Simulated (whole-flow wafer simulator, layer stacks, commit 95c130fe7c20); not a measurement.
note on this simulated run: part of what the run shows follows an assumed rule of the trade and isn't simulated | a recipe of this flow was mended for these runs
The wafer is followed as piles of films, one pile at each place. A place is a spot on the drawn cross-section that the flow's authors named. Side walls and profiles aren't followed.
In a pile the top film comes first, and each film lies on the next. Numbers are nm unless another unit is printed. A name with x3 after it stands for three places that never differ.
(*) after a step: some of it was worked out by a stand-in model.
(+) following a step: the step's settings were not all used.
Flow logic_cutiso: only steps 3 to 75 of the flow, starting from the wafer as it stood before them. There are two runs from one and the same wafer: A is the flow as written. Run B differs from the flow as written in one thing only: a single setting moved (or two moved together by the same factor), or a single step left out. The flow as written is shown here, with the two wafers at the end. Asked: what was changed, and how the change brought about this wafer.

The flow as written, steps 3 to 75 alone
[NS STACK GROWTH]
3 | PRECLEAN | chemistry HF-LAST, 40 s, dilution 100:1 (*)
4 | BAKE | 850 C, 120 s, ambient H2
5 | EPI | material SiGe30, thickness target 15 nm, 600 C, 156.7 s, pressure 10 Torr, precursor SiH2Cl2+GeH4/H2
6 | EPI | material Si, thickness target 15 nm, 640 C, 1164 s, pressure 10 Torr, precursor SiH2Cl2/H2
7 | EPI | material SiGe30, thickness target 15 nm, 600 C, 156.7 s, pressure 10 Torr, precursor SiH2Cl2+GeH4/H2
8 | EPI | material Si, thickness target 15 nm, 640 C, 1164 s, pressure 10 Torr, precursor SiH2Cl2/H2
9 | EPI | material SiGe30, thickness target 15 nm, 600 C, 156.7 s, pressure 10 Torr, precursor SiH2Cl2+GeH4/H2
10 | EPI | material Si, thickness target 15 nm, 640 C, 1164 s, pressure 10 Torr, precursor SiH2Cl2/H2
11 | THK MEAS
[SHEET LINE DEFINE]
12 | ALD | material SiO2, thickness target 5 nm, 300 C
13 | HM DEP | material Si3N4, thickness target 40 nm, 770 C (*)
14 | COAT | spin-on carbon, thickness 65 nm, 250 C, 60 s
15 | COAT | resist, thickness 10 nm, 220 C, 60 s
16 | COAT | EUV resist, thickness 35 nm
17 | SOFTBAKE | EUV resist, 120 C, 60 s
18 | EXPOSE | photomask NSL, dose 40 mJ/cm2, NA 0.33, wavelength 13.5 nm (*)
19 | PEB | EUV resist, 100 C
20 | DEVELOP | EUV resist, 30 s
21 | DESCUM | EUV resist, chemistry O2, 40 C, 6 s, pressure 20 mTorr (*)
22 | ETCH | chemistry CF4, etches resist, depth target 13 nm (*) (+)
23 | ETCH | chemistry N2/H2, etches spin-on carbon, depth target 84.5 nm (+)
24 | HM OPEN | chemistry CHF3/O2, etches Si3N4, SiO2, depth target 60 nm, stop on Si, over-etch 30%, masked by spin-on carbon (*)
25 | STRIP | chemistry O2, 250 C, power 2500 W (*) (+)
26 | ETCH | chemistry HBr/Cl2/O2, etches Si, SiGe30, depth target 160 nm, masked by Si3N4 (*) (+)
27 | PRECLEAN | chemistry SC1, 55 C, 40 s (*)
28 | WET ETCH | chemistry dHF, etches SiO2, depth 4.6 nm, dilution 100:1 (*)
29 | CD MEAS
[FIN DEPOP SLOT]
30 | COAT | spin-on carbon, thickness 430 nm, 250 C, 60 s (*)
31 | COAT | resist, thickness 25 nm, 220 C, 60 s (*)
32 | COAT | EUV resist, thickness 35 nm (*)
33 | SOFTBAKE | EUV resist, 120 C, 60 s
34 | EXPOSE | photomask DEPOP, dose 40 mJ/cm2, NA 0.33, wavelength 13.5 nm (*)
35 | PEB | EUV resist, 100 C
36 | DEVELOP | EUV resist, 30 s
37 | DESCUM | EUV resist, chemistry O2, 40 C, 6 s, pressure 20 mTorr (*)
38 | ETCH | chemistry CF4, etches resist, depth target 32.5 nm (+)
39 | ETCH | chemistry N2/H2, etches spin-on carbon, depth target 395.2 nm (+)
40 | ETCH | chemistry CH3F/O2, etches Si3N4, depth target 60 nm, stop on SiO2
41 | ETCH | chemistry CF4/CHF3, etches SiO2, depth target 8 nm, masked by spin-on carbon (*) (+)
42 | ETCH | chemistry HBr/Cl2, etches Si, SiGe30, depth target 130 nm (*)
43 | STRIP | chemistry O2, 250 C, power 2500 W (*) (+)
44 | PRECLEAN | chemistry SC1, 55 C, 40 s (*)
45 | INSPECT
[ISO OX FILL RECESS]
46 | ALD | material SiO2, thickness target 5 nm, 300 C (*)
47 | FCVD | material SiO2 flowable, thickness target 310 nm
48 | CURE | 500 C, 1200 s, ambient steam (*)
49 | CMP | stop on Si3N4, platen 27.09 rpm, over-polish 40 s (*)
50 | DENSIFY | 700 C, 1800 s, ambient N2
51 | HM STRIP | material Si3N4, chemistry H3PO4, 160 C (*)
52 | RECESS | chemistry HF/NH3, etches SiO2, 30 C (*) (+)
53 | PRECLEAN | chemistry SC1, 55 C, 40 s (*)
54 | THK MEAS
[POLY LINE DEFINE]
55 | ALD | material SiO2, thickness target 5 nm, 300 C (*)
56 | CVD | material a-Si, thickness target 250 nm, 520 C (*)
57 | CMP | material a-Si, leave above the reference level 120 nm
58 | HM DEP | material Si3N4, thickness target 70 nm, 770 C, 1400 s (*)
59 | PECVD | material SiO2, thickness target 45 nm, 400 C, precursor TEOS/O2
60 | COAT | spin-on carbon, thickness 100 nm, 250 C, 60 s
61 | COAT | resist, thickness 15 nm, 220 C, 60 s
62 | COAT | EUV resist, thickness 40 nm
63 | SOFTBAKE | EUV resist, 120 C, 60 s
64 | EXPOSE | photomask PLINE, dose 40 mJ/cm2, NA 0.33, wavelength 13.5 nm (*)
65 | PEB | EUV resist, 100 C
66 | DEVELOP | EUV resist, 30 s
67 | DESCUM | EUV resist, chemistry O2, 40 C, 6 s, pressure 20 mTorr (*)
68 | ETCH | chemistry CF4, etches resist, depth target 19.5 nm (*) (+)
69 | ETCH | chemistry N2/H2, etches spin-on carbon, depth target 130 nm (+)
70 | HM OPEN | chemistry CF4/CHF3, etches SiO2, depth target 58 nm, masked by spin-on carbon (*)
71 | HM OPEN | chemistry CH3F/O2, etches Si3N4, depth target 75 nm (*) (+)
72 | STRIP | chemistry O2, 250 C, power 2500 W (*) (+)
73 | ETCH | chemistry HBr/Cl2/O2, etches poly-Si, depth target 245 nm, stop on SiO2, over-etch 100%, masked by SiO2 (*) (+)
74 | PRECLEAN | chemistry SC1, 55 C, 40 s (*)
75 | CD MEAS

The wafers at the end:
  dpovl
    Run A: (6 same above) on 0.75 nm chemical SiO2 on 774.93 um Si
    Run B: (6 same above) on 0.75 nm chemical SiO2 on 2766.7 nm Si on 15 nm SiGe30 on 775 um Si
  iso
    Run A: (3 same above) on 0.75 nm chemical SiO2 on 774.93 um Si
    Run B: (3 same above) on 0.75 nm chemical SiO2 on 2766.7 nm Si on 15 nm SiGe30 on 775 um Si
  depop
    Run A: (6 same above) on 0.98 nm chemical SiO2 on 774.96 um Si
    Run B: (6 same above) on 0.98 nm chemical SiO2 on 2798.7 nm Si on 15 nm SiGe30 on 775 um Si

Cause: step 6, EPI: 832 C was run, though the flow has 640 C.

Step by step, how the change led to this:
  6 | EPI | material Si, thickness target 15 nm, 640 C, 1164 s, pressure 10 Torr, precursor SiH2Cl2/H2
      depop, dpovl, gfld and 19 more: A +15 Si (new film) | B +2870.4 Si (new film)
  26 | ETCH | chemistry HBr/Cl2/O2, etches Si, SiGe30, depth target 160 nm, masked by Si3N4 (*) (+)
      dpovl, gfld, gxf, iso, isow, lnri, nsgap: A -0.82 chemical SiO2 (all of it), -12 Si (all of it), -15 SiGe30 (all of it), -15 Si (all of it), -15 SiGe30 (all of it), -15 Si (all of it), -15 SiGe30 (all of it), -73 Si | B -0.82 chemical SiO2 (all of it), -12 Si (all of it), -15 SiGe30 (all of it), -15 Si (all of it), -15 SiGe30 (all of it), -103 Si
  42 | ETCH | chemistry HBr/Cl2, etches Si, SiGe30, depth target 130 nm (*)
      depop: A -13.8 Si (all of it), -15 SiGe30 (all of it), -15 Si (all of it), -15 SiGe30 (all of it), -15 Si (all of it), -15 SiGe30 (all of it), -41.2 Si | B -13.8 Si (all of it), -15 SiGe30 (all of it), -15 Si (all of it), -15 SiGe30 (all of it), -71.2 Si
